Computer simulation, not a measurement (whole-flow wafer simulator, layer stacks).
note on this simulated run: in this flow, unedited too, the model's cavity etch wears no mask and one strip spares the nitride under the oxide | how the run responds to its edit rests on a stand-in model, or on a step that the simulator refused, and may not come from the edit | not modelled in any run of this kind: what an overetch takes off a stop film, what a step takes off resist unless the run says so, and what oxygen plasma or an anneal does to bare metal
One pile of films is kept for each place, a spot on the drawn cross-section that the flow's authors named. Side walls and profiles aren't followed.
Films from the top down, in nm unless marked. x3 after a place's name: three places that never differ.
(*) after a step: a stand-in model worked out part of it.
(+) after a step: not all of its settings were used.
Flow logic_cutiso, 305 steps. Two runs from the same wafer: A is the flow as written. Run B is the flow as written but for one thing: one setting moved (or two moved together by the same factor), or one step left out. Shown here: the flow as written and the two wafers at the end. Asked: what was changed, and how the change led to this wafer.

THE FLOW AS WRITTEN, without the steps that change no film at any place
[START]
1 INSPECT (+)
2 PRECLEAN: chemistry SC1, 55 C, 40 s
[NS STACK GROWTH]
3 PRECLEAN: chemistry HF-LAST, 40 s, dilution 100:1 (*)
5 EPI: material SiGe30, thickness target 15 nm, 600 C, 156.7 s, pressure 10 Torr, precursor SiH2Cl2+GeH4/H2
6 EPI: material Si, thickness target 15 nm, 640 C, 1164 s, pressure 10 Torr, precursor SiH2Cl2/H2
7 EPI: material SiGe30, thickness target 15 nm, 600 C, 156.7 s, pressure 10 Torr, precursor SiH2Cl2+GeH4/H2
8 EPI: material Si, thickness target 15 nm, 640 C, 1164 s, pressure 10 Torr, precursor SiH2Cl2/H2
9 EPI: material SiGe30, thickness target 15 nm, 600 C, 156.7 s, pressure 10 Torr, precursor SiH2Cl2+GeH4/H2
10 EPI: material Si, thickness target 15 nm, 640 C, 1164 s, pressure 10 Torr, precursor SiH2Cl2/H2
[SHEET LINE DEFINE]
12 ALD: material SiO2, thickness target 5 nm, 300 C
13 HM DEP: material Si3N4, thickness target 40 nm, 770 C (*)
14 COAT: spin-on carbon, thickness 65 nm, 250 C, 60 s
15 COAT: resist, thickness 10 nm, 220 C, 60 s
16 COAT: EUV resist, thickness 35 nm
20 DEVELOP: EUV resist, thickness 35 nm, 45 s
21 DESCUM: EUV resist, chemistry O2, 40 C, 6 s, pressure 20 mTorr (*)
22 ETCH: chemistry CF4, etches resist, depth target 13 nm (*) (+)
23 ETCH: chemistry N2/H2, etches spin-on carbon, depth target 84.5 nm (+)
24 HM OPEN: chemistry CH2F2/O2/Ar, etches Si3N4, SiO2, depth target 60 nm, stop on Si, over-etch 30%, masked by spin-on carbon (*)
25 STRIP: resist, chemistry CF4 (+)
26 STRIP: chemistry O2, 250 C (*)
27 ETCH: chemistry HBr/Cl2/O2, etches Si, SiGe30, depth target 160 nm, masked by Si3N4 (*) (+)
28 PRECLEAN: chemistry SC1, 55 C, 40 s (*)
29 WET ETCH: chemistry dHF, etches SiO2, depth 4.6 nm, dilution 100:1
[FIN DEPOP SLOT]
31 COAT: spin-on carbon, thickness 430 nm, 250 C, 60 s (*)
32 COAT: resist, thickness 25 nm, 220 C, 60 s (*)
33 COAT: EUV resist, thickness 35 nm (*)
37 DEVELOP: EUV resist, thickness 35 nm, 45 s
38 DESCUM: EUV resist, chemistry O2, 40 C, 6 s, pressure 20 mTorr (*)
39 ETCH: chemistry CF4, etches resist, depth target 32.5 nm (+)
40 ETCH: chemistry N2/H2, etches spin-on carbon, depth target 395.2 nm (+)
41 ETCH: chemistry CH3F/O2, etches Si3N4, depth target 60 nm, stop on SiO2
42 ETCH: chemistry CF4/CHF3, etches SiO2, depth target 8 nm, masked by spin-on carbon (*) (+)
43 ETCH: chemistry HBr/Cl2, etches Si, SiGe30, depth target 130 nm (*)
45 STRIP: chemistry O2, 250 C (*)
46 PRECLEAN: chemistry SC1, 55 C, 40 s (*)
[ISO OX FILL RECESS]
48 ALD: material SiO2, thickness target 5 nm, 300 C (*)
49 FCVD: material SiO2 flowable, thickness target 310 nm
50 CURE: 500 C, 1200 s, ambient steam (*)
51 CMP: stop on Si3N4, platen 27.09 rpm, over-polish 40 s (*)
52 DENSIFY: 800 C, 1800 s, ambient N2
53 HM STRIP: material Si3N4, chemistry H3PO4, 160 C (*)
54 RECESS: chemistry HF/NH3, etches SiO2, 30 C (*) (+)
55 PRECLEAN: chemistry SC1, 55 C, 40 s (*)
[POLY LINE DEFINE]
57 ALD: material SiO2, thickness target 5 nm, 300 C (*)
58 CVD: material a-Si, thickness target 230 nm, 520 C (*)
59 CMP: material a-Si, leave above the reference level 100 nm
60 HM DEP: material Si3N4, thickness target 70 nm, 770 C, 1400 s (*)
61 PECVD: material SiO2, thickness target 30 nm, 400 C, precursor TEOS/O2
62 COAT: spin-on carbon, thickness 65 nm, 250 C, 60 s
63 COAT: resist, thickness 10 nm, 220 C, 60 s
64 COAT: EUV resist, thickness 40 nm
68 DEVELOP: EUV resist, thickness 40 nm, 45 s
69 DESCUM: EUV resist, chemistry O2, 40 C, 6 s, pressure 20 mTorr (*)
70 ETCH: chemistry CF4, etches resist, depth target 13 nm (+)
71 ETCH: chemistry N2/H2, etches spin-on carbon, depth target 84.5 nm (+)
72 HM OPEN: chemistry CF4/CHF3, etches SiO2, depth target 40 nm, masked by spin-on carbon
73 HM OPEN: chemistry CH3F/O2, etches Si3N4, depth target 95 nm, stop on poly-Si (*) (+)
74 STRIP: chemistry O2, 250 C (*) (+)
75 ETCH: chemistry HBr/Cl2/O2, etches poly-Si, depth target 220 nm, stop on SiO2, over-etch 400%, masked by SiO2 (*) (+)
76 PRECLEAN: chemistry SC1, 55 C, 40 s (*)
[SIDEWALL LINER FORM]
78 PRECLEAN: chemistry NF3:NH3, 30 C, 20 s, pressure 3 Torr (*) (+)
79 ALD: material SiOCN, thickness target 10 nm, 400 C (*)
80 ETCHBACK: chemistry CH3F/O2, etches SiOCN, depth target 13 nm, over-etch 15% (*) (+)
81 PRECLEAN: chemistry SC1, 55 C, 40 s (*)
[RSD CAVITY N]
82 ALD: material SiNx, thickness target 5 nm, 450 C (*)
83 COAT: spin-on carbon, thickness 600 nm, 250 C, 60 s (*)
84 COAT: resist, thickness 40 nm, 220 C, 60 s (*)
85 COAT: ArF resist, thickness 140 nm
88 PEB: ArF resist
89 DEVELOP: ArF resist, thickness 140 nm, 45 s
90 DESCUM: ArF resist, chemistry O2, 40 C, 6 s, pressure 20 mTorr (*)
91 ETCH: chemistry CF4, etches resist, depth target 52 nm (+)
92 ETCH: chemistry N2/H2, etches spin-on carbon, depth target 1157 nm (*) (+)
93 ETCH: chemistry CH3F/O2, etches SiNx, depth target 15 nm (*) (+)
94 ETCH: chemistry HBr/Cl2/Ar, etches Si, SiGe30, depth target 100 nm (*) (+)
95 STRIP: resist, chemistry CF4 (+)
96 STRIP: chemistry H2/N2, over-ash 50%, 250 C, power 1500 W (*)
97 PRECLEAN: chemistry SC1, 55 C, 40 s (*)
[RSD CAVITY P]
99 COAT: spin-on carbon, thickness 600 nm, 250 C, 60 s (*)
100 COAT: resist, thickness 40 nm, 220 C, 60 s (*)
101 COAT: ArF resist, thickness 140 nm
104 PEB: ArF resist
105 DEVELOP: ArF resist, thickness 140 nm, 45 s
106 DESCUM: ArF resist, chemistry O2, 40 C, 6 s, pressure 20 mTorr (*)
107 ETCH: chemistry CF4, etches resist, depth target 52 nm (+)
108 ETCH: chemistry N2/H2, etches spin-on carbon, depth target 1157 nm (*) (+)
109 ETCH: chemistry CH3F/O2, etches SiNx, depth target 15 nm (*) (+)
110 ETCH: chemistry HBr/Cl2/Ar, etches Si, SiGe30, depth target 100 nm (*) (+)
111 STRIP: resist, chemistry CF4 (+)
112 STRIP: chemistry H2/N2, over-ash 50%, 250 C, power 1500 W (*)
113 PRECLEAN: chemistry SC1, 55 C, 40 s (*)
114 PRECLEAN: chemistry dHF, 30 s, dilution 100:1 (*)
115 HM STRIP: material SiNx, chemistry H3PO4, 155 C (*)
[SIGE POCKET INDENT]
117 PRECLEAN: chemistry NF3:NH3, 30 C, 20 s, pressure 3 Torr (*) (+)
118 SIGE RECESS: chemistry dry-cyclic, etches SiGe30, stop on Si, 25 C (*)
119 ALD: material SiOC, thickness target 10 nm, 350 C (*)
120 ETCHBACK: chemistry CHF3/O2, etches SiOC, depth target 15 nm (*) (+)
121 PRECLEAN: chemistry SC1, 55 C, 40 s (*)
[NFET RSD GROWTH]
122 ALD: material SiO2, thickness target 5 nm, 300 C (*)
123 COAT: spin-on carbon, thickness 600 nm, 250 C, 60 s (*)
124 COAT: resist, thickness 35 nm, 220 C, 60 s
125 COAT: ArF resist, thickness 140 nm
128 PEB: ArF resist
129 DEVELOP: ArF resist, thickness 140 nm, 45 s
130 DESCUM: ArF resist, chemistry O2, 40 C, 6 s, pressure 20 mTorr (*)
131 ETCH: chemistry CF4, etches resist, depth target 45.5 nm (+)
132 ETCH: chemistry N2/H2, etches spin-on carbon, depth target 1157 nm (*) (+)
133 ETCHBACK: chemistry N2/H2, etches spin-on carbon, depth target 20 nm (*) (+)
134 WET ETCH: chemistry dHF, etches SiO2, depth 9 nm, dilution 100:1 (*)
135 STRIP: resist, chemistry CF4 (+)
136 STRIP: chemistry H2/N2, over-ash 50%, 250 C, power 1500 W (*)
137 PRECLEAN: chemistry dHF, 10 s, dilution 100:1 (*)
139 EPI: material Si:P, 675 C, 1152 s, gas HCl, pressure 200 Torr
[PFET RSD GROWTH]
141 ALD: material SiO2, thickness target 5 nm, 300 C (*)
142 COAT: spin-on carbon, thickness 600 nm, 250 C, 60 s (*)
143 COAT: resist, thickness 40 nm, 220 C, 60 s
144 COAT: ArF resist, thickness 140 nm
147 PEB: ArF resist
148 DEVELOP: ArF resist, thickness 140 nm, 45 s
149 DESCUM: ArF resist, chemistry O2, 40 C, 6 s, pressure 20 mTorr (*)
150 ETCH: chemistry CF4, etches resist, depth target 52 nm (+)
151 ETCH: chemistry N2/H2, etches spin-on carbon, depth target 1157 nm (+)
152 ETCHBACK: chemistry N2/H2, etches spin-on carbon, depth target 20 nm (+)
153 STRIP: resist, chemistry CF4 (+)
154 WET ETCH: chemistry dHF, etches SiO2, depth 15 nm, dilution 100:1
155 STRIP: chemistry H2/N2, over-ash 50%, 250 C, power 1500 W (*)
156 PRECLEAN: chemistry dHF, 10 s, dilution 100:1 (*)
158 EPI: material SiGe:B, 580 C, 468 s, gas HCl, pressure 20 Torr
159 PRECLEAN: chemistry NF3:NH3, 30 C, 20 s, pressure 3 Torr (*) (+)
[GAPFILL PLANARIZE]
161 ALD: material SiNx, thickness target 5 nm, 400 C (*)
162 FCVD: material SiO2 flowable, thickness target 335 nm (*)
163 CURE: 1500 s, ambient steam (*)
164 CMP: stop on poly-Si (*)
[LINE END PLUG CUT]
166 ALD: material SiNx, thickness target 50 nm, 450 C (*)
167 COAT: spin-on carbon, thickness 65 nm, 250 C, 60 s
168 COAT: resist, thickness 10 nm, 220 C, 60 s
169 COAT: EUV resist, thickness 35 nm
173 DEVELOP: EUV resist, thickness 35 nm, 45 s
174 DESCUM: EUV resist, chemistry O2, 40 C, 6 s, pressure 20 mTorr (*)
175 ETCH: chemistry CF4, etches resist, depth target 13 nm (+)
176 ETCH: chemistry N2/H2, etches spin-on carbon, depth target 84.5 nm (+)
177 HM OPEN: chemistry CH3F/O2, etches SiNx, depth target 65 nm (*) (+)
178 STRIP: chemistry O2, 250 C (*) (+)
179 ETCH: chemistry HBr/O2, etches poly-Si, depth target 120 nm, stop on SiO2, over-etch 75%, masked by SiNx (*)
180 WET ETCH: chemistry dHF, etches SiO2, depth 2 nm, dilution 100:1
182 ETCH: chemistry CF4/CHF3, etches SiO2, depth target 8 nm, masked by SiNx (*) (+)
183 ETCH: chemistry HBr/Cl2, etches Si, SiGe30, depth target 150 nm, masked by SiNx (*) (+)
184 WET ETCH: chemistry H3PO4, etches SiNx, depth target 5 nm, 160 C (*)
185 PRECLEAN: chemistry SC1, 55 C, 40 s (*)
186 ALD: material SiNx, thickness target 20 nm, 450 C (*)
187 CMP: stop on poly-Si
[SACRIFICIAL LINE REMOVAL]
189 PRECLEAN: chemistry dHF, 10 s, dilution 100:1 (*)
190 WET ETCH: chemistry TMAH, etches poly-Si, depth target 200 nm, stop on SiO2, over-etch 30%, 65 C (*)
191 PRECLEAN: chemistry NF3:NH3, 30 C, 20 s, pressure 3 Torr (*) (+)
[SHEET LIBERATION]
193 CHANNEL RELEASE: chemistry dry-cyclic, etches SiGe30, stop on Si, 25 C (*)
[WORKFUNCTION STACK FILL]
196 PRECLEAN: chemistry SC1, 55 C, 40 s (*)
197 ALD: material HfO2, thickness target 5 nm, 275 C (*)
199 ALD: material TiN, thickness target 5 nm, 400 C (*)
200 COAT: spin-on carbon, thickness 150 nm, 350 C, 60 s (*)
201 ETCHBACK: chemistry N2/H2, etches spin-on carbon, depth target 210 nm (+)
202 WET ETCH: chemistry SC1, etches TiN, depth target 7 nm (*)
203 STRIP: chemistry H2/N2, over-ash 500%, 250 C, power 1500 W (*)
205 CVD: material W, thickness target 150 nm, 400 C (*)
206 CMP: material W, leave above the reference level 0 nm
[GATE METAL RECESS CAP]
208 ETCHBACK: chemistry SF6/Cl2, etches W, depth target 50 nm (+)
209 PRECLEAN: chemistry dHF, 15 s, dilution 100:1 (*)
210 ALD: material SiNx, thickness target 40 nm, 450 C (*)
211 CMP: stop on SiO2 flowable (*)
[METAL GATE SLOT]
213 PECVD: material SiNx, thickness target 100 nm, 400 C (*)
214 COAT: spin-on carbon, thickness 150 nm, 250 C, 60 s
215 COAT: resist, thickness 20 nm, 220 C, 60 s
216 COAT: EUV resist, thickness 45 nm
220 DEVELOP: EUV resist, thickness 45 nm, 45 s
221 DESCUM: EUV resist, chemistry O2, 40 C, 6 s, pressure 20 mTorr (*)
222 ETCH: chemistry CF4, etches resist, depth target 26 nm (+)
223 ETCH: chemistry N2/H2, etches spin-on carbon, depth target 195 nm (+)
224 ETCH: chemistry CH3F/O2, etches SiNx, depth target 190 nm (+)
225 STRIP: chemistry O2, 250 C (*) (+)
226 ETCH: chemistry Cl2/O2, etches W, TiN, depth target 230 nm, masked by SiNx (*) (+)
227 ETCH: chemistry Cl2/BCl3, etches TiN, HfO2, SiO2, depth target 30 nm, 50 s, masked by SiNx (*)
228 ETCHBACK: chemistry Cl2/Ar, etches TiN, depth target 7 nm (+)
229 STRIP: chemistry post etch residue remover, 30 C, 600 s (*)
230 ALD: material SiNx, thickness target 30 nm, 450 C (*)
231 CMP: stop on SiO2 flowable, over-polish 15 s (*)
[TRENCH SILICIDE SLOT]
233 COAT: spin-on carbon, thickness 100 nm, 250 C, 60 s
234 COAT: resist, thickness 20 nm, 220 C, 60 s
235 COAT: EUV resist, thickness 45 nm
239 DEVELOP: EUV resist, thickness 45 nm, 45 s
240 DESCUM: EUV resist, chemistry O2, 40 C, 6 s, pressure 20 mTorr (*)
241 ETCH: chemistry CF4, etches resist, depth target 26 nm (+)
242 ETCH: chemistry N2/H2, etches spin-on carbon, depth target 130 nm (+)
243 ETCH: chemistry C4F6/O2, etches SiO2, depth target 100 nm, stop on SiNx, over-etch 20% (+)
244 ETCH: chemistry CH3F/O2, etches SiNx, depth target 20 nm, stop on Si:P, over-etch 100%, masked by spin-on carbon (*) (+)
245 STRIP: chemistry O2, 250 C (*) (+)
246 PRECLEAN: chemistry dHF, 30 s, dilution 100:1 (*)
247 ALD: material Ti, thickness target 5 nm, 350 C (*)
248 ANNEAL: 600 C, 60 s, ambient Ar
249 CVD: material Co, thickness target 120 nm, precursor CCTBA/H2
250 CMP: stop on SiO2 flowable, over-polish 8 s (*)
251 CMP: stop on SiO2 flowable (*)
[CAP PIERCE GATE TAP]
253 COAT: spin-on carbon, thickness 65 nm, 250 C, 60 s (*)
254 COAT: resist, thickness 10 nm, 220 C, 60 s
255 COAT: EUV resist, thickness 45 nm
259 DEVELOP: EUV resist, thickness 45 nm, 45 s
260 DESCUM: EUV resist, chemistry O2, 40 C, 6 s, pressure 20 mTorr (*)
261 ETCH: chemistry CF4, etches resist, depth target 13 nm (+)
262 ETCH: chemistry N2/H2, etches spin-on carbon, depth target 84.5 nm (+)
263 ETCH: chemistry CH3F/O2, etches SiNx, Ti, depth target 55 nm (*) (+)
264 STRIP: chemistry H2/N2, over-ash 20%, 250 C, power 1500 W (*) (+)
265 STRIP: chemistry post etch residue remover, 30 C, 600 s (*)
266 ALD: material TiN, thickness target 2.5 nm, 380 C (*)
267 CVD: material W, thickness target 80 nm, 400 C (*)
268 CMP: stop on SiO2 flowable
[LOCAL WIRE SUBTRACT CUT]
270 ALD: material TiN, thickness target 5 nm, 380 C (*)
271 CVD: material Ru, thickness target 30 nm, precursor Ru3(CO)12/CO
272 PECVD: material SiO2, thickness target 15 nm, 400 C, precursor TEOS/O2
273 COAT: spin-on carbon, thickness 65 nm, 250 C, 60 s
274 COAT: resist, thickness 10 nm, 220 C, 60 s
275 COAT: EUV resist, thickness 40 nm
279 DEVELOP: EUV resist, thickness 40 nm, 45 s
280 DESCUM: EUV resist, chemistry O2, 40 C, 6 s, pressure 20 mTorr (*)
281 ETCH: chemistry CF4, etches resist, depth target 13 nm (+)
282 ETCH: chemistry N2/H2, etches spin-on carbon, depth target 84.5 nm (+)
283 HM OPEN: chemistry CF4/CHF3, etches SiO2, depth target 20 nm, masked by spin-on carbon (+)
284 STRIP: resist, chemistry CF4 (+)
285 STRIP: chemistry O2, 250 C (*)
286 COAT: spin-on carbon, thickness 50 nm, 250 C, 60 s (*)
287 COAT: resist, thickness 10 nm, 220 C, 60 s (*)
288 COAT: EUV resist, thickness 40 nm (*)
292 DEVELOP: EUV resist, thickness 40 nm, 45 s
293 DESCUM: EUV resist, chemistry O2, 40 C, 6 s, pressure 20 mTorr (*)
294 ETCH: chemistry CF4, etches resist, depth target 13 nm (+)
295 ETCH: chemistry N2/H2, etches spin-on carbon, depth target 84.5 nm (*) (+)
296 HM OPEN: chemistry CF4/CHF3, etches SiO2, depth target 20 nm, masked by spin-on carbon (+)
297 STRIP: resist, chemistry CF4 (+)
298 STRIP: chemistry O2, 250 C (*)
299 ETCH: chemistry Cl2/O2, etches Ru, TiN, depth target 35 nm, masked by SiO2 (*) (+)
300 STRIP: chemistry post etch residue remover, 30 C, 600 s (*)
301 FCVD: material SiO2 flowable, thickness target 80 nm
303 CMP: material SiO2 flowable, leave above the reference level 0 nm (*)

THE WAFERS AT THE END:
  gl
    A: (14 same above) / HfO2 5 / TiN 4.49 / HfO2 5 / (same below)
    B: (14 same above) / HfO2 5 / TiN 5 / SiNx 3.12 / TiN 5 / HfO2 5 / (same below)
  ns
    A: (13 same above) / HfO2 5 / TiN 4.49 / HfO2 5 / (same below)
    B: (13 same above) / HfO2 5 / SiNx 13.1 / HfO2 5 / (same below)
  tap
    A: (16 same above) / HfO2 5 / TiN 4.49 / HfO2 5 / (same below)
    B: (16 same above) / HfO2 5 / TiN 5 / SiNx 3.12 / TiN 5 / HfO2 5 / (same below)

The cause: step 7, EPI: thickness target 23.6 nm was run, where the flow has thickness target 15 nm; step 7, EPI: 246.8 s was run, where the flow has 156.7 s.

How the change led to this, step by step:
  7 EPI: material SiGe30, thickness target 15 nm, 600 C, 156.7 s, pressure 10 Torr, precursor SiH2Cl2+GeH4/H2
      depop, dpovl, gfld and 19 more: A SiGe30 +15 (new film) | B SiGe30 +23.6 (new film)
  27 ETCH: chemistry HBr/Cl2/O2, etches Si, SiGe30, depth target 160 nm, masked by Si3N4 (*) (+)
      gfld, gxf, iso, lnri: A chemical SiO2 -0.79 (all of it), Si -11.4 (all of it), SiGe30 -15 (all of it), Si -15 (all of it), SiGe30 -15 (all of it), Si -15 (all of it), SiGe30 -15 (all of it), Si -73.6 | B chemical SiO2 -0.79 (all of it), Si -11.4 (all of it), SiGe30 -15 (all of it), Si -15 (all of it), SiGe30 -23.6 (all of it), Si -15 (all of it), SiGe30 -15 (all of it), Si -65
      dpovl, nsgap: A chemical SiO2 -0.79 (all of it), Si -11.8 (all of it), SiGe30 -15 (all of it), Si -15 (all of it), SiGe30 -15 (all of it), Si -15 (all of it), SiGe30 -15 (all of it), Si -73.2 | B chemical SiO2 -0.79 (all of it), Si -11.8 (all of it), SiGe30 -15 (all of it), Si -15 (all of it), SiGe30 -23.6 (all of it), Si -15 (all of it), SiGe30 -15 (all of it), Si -64.6
      (and at 1 more place)
  43 ETCH: chemistry HBr/Cl2, etches Si, SiGe30, depth target 130 nm (*)
      depop: A Si -14 (all of it), SiGe30 -15 (all of it), Si -15 (all of it), SiGe30 -15 (all of it), Si -15 (all of it), SiGe30 -15 (all of it), Si -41 | B Si -14 (all of it), SiGe30 -15 (all of it), Si -15 (all of it), SiGe30 -23.6 (all of it), Si -15 (all of it), SiGe30 -15 (all of it), Si -32.3
  94 ETCH: chemistry HBr/Cl2/Ar, etches Si, SiGe30, depth target 100 nm (*) (+)
      rsdn, rsdx: A chemical SiO2 -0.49 (all of it), Si -12.8 (all of it), SiGe30 -15 (all of it), Si -15 (all of it), SiGe30 -15 (all of it), Si -15 (all of it), SiGe30 -15 (all of it), Si -12.2 | B chemical SiO2 -0.49 (all of it), Si -12.8 (all of it), SiGe30 -15 (all of it), Si -15 (all of it), SiGe30 -23.6 (all of it), Si -15 (all of it), SiGe30 -15 (all of it), Si -3.53
  110 ETCH: chemistry HBr/Cl2/Ar, etches Si, SiGe30, depth target 100 nm (*) (+)
      rsdp, rsdw: A chemical SiO2 -0.49 (all of it), Si -12.8 (all of it), SiGe30 -15 (all of it), Si -15 (all of it), SiGe30 -15 (all of it), Si -15 (all of it), SiGe30 -15 (all of it), Si -12.2 | B chemical SiO2 -0.49 (all of it), Si -12.8 (all of it), SiGe30 -15 (all of it), Si -15 (all of it), SiGe30 -23.6 (all of it), Si -15 (all of it), SiGe30 -15 (all of it), Si -3.53
  118 SIGE RECESS: chemistry dry-cyclic, etches SiGe30, stop on Si, 25 C (*)
      lnr, lnrp, lnrt: A SiOCN -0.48, Si -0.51, cavity +16 (new film), SiGe30 -15 (all of it), Si -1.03, cavity +16 (new film), SiGe30 -15 (all of it), Si -1.03, cavity +16 (new film), SiGe30 -15 (all of it), Si -0.51 | B SiOCN -0.48, Si -0.51, cavity +16 (new film), SiGe30 -15 (all of it), Si -1.03, cavity +24.7 (new film), SiGe30 -23.6 (all of it), Si -1.03, cavity +16 (new film), SiGe30 -15 (all of it), Si -0.51
  119 ALD: material SiOC, thickness target 10 nm, 350 C (*)
      lnr, lnrp, lnrt: A SiOC +10 (new film), SiOC +16 (new film), cavity -16 (all of it), SiOC +16 (new film), cavity -16 (all of it), SiOC +16 (new film), cavity -16 (all of it) | B SiOC +10 (new film), SiOC +16 (new film), cavity -16 (all of it), SiOC +24.7 (new film), cavity -24.7 (all of it), SiOC +16 (new film), cavity -16 (all of it)
  183 ETCH: chemistry HBr/Cl2, etches Si, SiGe30, depth target 150 nm, masked by SiNx (*) (+)
      plug: A Si -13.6 (all of it), SiGe30 -15 (all of it), Si -15 (all of it), SiGe30 -15 (all of it), Si -15 (all of it), SiGe30 -15 (all of it), Si -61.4 | B Si -13.6 (all of it), SiGe30 -15 (all of it), Si -15 (all of it), SiGe30 -23.6 (all of it), Si -15 (all of it), SiGe30 -15 (all of it), Si -52.8
  193 CHANNEL RELEASE: chemistry dry-cyclic, etches SiGe30, stop on Si, 25 C (*)
      gl, glp, gxn, gxp, ns, tap: A chemical SiO2 +0.8 (new film), Si -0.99, chemical SiO2 +0.8 (new film), cavity +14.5 (new film), chemical SiO2 +0.8 (new film), SiGe30 -15 (all of it), Si -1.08, chemical SiO2 +0.8 (new film), cavity +14.5 (new film), chemical SiO2 +0.8 (new film), SiGe30 -15 (all of it), Si -1.08, chemical SiO2 +0.8 (new film), cavity +14.5 (new film), chemical SiO2 +0.8 (new film), SiGe30 -15 (all of it), Si -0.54 | B chemical SiO2 +0.8 (new film), Si -0.99, chemical SiO2 +0.8 (new film), cavity +14.5 (new film), chemical SiO2 +0.8 (new film), SiGe30 -15 (all of it), Si -1.08, chemical SiO2 +0.8 (new film), cavity +23.1 (new film), chemical SiO2 +0.8 (new film), SiGe30 -23.6 (all of it), Si -1.08, chemical SiO2 +0.8 (new film), cavity +14.5 (new film), chemical SiO2 +0.8 (new film), SiGe30 -15 (all of it), Si -0.54
  199 ALD: material TiN, thickness target 5 nm, 400 C (*)
      gl, glp, tap: A TiN +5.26 (new film), TiN +4.49 (new film), cavity -4.49 (all of it), TiN +4.49 (new film), cavity -4.49 (all of it), TiN +4.49 (new film), cavity -4.49 (all of it) | B TiN +5.26 (new film), TiN +4.49 (new film), cavity -4.49 (all of it), TiN +5 (new film), cavity -10, TiN +5 (new film), TiN +4.49 (new film), cavity -4.49 (all of it)
      gxn, gxp, ns: A TiN +5 (new film), TiN +4.49 (new film), cavity -4.49 (all of it), TiN +4.49 (new film), cavity -4.49 (all of it), TiN +4.49 (new film), cavity -4.49 (all of it) | B TiN +5 (new film), TiN +4.49 (new film), cavity -4.49 (all of it), TiN +5 (new film), cavity -10, TiN +5 (new film), TiN +4.49 (new film), cavity -4.49 (all of it)
  202 WET ETCH: chemistry SC1, etches TiN, depth target 7 nm (*)
      ns: A TiN -5 (all of it) | B TiN -5 (all of it), TiN -5 (all of it), cavity +10, TiN -5 (all of it)
  210 ALD: material SiNx, thickness target 40 nm, 450 C (*)
      gl, glp, gxn, gxp, tap: A SiNx +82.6 (new film) | B SiNx +82.6 (new film), SiNx +3.12 (new film), cavity -3.12 (all of it)
      ns: A SiNx +40 (new film) | B SiNx +40 (new film), SiNx +13.1 (new film), cavity -13.1 (all of it)
Counting metal films that touch as one body, gl has 5 bodies (between them, from the top down: HfO2 5 / chemical SiO2 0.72 / Si 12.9 / chemical SiO2 0.8 / HfO2 5; HfO2 5 / chemical SiO2 0.8 / Si 13.9 / chemical SiO2 0.8 / HfO2 5; SiNx 3.12; HfO2 5 / chemical SiO2 0.8 / Si 13.9 / chemical SiO2 0.8 / HfO2 5); the flow as written gives 4 bodies (between them, from the top down: HfO2 5 / chemical SiO2 0.72 / Si 12.9 / chemical SiO2 0.8 / HfO2 5; HfO2 5 / chemical SiO2 0.8 / Si 13.9 / chemical SiO2 0.8 / HfO2 5; HfO2 5 / chemical SiO2 0.8 / Si 13.9 / chemical SiO2 0.8 / HfO2 5).
Counting metal films that touch as one body, ns has 3 bodies (between them, from the top down: HfO2 5 / chemical SiO2 0.72 / Si 12.9 / chemical SiO2 0.8 / HfO2 5; HfO2 5 / chemical SiO2 0.8 / Si 13.9 / chemical SiO2 0.8 / HfO2 5 / SiNx 13.1 / HfO2 5 / chemical SiO2 0.8 / Si 13.9 / chemical SiO2 0.8 / HfO2 5); the flow as written gives 4 bodies (between them, from the top down: HfO2 5 / chemical SiO2 0.72 / Si 12.9 / chemical SiO2 0.8 / HfO2 5; HfO2 5 / chemical SiO2 0.8 / Si 13.9 / chemical SiO2 0.8 / HfO2 5; HfO2 5 / chemical SiO2 0.8 / Si 13.9 / chemical SiO2 0.8 / HfO2 5).
Counting metal films that touch as one body, tap has 5 bodies (between them, from the top down: HfO2 5 / chemical SiO2 0.72 / Si 12.9 / chemical SiO2 0.8 / HfO2 5; HfO2 5 / chemical SiO2 0.8 / Si 13.9 / chemical SiO2 0.8 / HfO2 5; SiNx 3.12; HfO2 5 / chemical SiO2 0.8 / Si 13.9 / chemical SiO2 0.8 / HfO2 5); the flow as written gives 4 bodies (between them, from the top down: HfO2 5 / chemical SiO2 0.72 / Si 12.9 / chemical SiO2 0.8 / HfO2 5; HfO2 5 / chemical SiO2 0.8 / Si 13.9 / chemical SiO2 0.8 / HfO2 5; HfO2 5 / chemical SiO2 0.8 / Si 13.9 / chemical SiO2 0.8 / HfO2 5).
